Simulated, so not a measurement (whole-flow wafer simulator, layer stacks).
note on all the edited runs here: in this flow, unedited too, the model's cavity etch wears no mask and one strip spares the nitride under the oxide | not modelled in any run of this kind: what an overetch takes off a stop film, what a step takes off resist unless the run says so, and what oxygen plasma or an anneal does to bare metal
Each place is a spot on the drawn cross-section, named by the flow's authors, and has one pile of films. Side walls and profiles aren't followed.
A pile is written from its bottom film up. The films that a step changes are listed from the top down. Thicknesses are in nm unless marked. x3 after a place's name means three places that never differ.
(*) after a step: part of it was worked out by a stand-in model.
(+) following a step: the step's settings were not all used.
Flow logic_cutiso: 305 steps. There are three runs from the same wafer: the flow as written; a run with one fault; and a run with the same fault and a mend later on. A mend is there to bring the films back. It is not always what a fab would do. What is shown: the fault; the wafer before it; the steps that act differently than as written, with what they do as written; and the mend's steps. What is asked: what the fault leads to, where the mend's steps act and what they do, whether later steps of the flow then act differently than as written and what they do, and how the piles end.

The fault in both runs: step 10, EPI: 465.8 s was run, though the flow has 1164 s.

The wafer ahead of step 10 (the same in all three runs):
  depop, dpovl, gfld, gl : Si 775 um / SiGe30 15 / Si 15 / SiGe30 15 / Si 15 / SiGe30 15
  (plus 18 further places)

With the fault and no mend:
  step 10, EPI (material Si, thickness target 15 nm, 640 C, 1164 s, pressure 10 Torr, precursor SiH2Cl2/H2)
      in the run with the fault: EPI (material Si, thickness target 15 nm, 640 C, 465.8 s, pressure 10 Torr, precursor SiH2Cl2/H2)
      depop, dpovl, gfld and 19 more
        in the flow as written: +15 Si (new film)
        in the run with the fault: +6 Si (new film)
  Later steps of the flow acting differently than as written (not shown: 4 more steps that differ only slightly, by at most 2% or 0.5 nm, whichever is larger):
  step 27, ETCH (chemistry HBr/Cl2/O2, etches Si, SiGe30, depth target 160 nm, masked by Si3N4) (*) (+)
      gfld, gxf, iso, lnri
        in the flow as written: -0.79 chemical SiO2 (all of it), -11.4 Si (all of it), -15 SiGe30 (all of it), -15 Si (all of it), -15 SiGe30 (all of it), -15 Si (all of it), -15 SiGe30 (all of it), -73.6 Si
        in the run with the fault: -0.79 chemical SiO2 (all of it), -2.35 Si (all of it), -15 SiGe30 (all of it), -15 Si (all of it), -15 SiGe30 (all of it), -15 Si (all of it), -15 SiGe30 (all of it), -82.6 Si
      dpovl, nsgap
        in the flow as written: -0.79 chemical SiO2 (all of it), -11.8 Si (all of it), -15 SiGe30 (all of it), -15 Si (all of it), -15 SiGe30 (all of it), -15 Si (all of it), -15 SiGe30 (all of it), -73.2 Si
        in the run with the fault: -0.79 chemical SiO2 (all of it), -2.75 Si (all of it), -15 SiGe30 (all of it), -15 Si (all of it), -15 SiGe30 (all of it), -15 Si (all of it), -15 SiGe30 (all of it), -82.2 Si
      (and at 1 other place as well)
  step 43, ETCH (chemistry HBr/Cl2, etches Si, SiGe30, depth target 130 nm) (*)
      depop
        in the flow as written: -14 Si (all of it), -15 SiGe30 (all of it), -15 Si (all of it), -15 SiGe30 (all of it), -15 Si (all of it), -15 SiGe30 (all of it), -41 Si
        in the run with the fault: -5.02 Si (all of it), -15 SiGe30 (all of it), -15 Si (all of it), -15 SiGe30 (all of it), -15 Si (all of it), -15 SiGe30 (all of it), -50 Si
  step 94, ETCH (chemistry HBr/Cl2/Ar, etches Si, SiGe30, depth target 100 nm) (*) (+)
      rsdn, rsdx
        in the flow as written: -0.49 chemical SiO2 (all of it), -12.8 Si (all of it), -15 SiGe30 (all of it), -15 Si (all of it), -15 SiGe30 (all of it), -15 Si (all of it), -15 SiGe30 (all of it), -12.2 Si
        in the run with the fault: -0.49 chemical SiO2 (all of it), -3.82 Si (all of it), -15 SiGe30 (all of it), -15 Si (all of it), -15 SiGe30 (all of it), -15 Si (all of it), -15 SiGe30 (all of it), -21.2 Si
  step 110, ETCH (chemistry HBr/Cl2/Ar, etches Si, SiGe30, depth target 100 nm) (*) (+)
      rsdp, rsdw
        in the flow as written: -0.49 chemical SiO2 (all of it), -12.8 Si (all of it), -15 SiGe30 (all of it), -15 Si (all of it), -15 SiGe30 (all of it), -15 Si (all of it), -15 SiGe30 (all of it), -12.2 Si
        in the run with the fault: -0.49 chemical SiO2 (all of it), -3.82 Si (all of it), -15 SiGe30 (all of it), -15 Si (all of it), -15 SiGe30 (all of it), -15 Si (all of it), -15 SiGe30 (all of it), -21.2 Si
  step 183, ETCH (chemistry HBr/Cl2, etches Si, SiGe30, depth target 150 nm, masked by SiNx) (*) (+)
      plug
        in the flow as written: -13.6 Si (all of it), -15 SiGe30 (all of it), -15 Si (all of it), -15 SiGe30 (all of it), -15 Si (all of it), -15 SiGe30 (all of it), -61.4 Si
        in the run with the fault: -4.55 Si (all of it), -15 SiGe30 (all of it), -15 Si (all of it), -15 SiGe30 (all of it), -15 Si (all of it), -15 SiGe30 (all of it), -70.4 Si
  By the end, the piles at gl, glp, gxn and 6 more depart from the flow's by more than 2% or 0.5 nm, whichever is larger.
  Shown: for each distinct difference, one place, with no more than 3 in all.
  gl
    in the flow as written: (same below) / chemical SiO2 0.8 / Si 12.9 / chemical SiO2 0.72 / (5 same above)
    in the run with the fault: (same below) / chemical SiO2 0.8 / Si 3.85 / chemical SiO2 0.72 / (5 same above)
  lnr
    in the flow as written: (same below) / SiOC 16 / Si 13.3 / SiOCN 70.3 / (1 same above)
    in the run with the fault: (same below) / SiOC 16 / Si 4.29 / SiOCN 70.3 / (1 same above)
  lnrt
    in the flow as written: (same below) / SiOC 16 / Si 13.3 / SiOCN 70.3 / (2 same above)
    in the run with the fault: (same below) / SiOC 16 / Si 4.29 / SiOCN 70.3 / (2 same above)

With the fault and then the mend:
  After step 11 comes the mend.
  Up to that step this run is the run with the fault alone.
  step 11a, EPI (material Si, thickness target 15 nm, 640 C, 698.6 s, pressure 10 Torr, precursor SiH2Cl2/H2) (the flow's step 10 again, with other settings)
      depop, dpovl, gfld and 19 more
        +9 Si
  None of the later steps of the flow acts differently than as written at any place that is followed.
  By the end, the piles equal the flow's at every place that both follow.
